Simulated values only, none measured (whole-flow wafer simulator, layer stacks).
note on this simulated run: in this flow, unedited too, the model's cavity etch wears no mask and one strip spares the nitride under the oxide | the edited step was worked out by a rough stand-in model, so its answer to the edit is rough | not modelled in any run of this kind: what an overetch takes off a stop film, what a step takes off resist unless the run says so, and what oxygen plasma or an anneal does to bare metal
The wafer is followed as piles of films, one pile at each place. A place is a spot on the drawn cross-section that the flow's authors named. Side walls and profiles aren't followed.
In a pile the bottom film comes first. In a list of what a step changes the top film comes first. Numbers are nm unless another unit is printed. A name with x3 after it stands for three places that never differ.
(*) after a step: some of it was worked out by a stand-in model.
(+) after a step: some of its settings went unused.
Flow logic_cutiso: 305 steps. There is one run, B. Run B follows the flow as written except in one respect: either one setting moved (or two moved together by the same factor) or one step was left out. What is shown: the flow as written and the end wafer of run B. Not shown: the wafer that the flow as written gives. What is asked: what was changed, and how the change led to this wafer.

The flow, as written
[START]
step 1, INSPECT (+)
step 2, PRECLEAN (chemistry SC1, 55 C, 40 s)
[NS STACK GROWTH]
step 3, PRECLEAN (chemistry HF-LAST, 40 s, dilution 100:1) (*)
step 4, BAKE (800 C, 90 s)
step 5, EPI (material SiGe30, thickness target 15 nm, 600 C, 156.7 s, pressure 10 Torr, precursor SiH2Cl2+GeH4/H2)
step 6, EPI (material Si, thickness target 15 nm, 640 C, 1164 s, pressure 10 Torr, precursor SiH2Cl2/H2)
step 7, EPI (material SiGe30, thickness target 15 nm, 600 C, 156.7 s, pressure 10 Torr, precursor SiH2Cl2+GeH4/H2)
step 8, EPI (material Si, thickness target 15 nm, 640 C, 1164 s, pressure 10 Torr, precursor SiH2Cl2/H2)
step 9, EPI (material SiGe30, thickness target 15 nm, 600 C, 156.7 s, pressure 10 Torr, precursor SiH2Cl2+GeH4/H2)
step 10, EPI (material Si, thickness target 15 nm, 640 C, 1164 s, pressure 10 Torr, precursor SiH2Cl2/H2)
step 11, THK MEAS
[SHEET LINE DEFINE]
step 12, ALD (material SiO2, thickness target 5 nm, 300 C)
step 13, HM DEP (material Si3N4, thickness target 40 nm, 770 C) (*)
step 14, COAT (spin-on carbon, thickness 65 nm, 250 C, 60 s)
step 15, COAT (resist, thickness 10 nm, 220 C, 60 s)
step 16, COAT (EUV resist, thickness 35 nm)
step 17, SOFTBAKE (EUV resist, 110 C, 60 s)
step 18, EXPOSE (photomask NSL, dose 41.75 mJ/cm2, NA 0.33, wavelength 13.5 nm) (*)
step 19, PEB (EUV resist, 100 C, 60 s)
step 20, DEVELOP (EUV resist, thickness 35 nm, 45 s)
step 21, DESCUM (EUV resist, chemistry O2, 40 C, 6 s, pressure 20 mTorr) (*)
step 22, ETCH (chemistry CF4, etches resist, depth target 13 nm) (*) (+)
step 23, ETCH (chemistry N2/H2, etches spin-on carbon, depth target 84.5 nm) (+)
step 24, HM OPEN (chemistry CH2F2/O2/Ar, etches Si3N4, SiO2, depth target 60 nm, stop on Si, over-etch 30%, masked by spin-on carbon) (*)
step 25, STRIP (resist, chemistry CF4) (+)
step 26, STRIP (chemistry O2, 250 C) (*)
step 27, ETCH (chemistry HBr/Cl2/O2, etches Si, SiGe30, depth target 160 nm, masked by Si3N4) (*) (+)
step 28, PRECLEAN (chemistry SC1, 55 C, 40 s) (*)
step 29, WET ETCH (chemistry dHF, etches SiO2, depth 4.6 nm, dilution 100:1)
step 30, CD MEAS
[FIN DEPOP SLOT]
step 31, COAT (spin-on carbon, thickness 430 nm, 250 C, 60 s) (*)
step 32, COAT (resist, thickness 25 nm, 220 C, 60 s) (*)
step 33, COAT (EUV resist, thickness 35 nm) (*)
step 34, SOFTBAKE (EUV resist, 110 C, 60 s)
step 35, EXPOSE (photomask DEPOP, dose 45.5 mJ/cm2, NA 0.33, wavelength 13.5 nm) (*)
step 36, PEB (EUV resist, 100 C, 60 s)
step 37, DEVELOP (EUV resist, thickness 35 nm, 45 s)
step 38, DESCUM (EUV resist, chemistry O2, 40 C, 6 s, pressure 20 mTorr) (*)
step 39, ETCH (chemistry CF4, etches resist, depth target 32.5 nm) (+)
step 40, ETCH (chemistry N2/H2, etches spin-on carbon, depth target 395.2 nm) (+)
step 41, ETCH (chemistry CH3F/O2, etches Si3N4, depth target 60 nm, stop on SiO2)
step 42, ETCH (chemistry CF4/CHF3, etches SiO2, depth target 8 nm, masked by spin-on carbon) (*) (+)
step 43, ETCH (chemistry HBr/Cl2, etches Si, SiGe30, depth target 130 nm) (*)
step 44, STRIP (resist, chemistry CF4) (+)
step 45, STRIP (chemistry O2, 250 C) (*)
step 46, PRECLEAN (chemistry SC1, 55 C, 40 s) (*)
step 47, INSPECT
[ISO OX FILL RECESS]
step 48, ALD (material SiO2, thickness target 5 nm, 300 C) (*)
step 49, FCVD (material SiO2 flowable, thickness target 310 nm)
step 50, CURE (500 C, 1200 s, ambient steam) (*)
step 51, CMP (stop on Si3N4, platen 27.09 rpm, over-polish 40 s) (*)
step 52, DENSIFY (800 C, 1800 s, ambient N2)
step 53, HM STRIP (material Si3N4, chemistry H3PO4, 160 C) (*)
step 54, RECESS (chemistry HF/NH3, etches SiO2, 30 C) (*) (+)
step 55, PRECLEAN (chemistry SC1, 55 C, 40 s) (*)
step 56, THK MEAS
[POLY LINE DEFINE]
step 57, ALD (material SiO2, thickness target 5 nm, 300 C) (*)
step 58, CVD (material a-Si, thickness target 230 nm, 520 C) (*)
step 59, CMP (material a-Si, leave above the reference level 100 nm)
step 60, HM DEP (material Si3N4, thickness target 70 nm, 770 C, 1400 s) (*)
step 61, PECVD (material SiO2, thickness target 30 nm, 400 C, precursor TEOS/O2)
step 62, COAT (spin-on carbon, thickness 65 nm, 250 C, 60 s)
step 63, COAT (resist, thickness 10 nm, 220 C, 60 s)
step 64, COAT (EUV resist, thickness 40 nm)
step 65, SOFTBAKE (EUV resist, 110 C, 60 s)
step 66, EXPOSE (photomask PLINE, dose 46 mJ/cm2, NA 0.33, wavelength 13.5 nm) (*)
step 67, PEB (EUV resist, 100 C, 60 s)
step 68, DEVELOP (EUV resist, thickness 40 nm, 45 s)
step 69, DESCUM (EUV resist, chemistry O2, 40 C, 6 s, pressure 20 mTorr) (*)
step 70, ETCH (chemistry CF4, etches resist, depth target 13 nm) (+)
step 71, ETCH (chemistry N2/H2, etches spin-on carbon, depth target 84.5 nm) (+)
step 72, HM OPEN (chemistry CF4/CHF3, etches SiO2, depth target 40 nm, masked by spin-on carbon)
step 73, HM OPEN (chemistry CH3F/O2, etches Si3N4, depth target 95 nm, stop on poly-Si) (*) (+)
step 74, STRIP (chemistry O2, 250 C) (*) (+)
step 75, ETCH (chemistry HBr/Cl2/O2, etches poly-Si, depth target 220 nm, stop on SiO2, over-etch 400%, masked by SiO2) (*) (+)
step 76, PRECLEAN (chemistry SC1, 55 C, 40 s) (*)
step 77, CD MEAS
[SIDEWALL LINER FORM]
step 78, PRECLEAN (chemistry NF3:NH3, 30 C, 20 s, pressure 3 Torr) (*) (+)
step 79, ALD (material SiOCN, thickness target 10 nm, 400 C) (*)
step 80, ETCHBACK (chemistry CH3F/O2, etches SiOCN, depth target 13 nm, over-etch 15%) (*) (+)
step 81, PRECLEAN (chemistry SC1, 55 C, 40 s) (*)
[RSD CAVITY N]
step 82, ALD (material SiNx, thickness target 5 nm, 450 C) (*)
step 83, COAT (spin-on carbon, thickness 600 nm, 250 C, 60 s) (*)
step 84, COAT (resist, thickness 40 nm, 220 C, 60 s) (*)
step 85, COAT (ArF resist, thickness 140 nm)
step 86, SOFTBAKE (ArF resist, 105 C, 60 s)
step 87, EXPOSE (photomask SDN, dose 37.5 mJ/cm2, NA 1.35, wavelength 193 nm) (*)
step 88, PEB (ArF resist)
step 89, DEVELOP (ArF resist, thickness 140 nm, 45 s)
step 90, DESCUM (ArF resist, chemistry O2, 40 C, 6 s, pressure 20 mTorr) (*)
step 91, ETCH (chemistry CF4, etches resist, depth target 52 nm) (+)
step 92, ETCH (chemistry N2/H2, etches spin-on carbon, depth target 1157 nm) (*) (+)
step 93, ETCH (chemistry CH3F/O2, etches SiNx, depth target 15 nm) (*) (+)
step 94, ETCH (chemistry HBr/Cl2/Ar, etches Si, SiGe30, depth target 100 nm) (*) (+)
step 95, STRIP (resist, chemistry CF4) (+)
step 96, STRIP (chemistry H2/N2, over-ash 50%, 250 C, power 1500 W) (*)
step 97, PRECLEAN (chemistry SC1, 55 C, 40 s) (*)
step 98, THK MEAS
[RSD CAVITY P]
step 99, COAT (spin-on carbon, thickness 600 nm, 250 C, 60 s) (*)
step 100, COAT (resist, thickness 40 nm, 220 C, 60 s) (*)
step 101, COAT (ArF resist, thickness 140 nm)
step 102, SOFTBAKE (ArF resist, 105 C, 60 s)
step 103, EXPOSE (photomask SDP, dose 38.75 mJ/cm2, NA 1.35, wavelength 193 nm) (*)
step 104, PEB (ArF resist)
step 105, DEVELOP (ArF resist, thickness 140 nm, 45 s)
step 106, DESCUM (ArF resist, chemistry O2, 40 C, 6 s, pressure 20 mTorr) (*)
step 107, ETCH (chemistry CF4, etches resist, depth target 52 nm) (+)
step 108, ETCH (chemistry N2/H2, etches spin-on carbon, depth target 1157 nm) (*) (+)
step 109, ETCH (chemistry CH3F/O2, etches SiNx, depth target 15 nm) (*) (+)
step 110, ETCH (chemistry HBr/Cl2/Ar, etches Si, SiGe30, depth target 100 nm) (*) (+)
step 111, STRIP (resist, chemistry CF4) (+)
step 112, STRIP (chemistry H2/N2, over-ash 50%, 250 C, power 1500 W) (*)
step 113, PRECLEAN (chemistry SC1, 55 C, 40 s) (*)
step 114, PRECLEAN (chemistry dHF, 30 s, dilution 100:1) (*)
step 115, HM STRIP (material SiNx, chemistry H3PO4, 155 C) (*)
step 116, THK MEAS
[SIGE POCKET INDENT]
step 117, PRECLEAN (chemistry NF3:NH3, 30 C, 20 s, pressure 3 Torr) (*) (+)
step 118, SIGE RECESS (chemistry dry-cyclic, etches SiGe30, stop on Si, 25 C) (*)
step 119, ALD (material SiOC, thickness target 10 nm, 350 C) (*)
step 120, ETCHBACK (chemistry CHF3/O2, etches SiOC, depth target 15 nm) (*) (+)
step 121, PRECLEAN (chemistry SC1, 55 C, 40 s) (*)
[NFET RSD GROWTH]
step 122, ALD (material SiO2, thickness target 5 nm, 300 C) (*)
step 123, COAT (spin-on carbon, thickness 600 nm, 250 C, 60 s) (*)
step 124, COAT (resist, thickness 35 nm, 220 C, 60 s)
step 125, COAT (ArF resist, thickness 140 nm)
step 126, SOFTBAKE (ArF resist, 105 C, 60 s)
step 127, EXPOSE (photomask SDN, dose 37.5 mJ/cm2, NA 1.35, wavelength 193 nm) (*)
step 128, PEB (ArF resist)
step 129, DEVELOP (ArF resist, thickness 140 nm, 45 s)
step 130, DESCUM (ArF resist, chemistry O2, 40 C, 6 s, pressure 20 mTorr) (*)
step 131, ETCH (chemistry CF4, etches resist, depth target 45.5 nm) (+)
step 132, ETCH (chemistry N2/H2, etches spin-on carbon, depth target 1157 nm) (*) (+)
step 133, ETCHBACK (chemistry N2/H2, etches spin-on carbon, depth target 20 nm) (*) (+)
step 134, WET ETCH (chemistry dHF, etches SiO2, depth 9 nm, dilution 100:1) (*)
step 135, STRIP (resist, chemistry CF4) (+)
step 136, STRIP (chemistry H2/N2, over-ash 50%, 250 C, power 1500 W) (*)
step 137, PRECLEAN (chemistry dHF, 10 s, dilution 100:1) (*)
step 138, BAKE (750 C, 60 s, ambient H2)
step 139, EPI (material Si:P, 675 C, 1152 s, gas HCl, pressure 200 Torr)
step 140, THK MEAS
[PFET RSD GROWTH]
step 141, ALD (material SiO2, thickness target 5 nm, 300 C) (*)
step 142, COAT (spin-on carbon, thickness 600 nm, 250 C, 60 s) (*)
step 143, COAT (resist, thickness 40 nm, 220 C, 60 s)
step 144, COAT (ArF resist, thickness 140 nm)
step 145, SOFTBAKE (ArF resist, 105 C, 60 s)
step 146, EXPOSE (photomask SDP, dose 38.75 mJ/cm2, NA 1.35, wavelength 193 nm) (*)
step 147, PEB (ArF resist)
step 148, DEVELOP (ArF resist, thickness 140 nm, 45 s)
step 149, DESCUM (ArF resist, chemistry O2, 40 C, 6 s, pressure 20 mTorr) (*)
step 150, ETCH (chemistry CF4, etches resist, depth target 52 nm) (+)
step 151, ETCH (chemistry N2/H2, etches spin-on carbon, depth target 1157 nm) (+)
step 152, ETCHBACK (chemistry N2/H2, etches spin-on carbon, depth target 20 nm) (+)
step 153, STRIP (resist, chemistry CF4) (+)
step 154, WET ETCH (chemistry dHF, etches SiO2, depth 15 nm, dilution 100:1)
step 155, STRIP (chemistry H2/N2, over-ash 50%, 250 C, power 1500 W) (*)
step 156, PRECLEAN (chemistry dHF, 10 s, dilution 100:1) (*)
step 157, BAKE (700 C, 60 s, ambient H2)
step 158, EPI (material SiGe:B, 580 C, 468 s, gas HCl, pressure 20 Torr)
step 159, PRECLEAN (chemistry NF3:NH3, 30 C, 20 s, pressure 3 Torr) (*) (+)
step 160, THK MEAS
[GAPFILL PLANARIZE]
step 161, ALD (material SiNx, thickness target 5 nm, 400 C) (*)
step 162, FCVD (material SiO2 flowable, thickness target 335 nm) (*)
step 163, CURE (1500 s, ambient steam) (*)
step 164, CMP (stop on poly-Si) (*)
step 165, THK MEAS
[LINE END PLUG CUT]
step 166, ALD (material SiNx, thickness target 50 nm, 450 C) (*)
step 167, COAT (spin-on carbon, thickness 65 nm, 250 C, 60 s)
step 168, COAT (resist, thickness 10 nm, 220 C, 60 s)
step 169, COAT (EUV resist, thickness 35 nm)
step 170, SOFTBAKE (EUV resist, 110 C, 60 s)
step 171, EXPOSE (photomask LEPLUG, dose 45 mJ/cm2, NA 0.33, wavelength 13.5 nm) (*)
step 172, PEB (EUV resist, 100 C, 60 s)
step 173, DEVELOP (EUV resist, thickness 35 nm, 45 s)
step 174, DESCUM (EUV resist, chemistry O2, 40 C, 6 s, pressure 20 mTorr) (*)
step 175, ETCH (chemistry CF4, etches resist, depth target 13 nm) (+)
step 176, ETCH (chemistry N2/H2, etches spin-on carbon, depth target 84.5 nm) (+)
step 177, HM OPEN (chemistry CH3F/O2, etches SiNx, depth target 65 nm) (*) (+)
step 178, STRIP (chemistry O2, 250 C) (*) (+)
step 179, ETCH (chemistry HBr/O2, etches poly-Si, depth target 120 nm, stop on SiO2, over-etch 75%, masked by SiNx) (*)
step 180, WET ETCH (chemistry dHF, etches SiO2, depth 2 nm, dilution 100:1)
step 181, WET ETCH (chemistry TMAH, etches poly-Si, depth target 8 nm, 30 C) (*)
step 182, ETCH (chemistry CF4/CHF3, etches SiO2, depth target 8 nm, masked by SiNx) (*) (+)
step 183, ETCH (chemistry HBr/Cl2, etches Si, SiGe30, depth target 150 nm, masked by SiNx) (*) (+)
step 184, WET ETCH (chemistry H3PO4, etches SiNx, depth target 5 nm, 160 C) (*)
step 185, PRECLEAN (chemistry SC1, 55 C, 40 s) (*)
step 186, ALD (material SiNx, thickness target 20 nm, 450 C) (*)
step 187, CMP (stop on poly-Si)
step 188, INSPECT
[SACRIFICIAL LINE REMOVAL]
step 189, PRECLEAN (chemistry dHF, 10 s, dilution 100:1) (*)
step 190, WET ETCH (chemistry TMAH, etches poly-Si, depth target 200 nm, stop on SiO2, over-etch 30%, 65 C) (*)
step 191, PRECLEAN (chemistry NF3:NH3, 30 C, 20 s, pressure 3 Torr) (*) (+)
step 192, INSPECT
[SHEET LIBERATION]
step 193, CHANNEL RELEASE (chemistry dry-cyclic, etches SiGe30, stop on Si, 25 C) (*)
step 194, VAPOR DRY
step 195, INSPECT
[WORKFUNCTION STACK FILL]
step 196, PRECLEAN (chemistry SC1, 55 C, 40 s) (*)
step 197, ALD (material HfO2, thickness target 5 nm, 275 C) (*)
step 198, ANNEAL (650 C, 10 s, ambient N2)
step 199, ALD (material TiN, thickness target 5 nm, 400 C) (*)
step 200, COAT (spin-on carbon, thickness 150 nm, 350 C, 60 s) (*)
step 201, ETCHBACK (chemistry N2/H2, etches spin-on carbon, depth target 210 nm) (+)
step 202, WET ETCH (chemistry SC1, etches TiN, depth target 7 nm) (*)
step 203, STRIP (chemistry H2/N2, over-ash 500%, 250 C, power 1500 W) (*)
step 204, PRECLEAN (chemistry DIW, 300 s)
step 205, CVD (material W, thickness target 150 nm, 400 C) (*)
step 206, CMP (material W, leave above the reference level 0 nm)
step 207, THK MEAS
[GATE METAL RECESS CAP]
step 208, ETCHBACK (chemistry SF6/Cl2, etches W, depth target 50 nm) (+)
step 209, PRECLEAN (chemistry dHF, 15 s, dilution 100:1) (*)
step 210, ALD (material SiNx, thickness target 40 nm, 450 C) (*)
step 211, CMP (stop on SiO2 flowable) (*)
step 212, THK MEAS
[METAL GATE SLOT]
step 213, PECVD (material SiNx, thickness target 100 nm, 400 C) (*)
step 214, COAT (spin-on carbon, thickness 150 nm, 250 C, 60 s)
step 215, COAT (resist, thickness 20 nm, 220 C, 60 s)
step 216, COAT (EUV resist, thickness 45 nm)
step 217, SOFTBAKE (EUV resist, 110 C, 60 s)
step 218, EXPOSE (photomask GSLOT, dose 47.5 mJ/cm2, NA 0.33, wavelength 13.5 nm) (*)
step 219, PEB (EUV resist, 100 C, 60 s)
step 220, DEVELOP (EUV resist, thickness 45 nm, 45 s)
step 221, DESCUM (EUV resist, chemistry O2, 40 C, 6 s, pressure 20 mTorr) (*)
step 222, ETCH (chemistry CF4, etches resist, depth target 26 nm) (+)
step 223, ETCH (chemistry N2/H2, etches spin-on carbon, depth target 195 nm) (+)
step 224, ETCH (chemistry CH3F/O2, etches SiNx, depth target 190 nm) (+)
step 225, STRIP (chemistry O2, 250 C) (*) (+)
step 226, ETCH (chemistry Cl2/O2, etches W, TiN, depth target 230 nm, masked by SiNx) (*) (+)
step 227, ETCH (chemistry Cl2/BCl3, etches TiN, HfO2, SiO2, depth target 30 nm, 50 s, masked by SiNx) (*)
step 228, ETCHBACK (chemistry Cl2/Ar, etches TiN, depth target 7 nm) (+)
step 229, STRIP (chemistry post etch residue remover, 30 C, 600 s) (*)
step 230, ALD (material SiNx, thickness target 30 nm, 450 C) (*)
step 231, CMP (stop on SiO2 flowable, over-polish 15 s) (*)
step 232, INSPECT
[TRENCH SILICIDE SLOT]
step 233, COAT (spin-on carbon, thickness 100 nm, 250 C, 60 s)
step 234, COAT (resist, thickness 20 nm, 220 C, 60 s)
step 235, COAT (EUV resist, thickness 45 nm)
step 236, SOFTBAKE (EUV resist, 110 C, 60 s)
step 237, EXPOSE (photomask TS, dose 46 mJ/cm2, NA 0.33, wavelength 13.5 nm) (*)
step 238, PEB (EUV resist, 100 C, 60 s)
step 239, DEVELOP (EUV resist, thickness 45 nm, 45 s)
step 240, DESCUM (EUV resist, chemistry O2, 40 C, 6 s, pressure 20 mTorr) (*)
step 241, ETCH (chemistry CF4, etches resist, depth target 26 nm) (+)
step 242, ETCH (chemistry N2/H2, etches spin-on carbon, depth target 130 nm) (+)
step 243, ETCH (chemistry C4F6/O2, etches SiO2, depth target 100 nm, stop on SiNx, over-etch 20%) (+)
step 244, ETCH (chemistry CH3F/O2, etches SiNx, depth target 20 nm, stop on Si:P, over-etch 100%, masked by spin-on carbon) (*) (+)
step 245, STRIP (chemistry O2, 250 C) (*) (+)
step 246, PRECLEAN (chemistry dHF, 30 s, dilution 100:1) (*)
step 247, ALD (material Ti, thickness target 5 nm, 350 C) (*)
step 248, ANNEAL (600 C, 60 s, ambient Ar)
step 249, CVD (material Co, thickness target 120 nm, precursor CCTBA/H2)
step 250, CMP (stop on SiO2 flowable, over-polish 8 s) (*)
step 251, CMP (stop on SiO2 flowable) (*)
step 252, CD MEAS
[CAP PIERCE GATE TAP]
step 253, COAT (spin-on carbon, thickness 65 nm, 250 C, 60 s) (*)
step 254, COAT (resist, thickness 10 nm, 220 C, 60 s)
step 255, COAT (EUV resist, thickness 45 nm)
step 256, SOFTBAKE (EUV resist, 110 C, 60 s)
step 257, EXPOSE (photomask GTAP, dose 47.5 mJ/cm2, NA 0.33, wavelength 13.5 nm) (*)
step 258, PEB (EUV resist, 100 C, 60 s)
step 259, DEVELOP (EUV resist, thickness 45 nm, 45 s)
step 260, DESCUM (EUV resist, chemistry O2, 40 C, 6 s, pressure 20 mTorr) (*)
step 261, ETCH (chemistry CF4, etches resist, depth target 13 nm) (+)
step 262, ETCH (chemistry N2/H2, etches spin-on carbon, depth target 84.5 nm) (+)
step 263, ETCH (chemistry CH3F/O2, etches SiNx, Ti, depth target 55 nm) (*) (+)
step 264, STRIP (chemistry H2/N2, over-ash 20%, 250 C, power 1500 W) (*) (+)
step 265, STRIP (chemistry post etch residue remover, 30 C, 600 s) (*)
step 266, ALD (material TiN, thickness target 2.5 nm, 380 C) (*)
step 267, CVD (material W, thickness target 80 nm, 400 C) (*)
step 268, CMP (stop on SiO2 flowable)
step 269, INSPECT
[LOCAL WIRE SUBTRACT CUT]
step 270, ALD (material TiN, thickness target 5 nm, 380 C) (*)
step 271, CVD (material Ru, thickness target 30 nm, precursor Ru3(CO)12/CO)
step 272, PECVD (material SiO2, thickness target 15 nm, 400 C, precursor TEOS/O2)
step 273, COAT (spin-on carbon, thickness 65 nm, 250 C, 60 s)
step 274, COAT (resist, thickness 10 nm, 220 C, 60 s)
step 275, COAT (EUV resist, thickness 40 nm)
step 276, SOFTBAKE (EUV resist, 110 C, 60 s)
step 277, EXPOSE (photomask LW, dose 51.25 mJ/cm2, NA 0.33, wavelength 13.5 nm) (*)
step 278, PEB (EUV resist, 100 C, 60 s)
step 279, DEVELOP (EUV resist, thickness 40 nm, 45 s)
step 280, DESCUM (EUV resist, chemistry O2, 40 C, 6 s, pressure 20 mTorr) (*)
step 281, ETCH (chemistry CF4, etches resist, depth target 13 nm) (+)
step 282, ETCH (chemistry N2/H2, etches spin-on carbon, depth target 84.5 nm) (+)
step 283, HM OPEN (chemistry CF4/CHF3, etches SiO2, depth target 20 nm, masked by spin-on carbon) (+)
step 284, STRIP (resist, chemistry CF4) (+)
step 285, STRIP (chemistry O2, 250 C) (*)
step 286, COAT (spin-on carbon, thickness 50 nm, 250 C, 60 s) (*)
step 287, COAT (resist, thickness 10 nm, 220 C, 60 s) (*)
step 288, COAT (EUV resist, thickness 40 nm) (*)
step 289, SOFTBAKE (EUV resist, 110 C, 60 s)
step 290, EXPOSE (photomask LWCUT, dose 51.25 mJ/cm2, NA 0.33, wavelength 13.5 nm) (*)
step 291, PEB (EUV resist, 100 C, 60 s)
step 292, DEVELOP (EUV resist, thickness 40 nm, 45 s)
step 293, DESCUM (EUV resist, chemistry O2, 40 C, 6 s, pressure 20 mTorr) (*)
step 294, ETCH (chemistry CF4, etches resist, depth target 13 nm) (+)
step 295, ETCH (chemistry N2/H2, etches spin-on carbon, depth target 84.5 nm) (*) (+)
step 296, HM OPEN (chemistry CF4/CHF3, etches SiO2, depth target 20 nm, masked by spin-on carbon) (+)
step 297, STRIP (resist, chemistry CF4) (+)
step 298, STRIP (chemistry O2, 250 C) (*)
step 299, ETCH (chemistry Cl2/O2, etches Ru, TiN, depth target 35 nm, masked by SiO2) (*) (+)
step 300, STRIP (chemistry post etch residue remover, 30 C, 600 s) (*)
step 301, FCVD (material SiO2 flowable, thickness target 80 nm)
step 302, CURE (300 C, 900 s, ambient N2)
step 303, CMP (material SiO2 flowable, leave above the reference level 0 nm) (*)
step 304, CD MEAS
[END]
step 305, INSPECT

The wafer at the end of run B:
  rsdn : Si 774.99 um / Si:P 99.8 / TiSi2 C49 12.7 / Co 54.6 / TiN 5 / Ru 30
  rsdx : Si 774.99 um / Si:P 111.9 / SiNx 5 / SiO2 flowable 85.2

The reason: step 94, ETCH: depth target 95 nm was run, while the flow as written has depth target 100 nm.

Step by step, how the change led to this:
  step 94, ETCH (chemistry HBr/Cl2/Ar, etches Si, SiGe30, depth target 100 nm) (*) (+)
      rsdn, rsdx: chemical SiO2 loses 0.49 (all of it), Si loses 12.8 (all of it), SiGe30 loses 15 (all of it), Si loses 15 (all of it), SiGe30 loses 15 (all of it), Si loses 15 (all of it), SiGe30 loses 15 (all of it), Si loses 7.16 (in the flow as written it would be: chemical SiO2 loses 0.49 (all of it), Si loses 12.8 (all of it), SiGe30 loses 15 (all of it), Si loses 15 (all of it), SiGe30 loses 15 (all of it), Si loses 15 (all of it), SiGe30 loses 15 (all of it), Si loses 12.2)
  step 139, EPI (material Si:P, 675 C, 1152 s, gas HCl, pressure 200 Torr)
      rsdn, rsdx: Si:P gains 111.9 (new film) (in the flow as written it would be: Si:P gains 116.9 (new film))
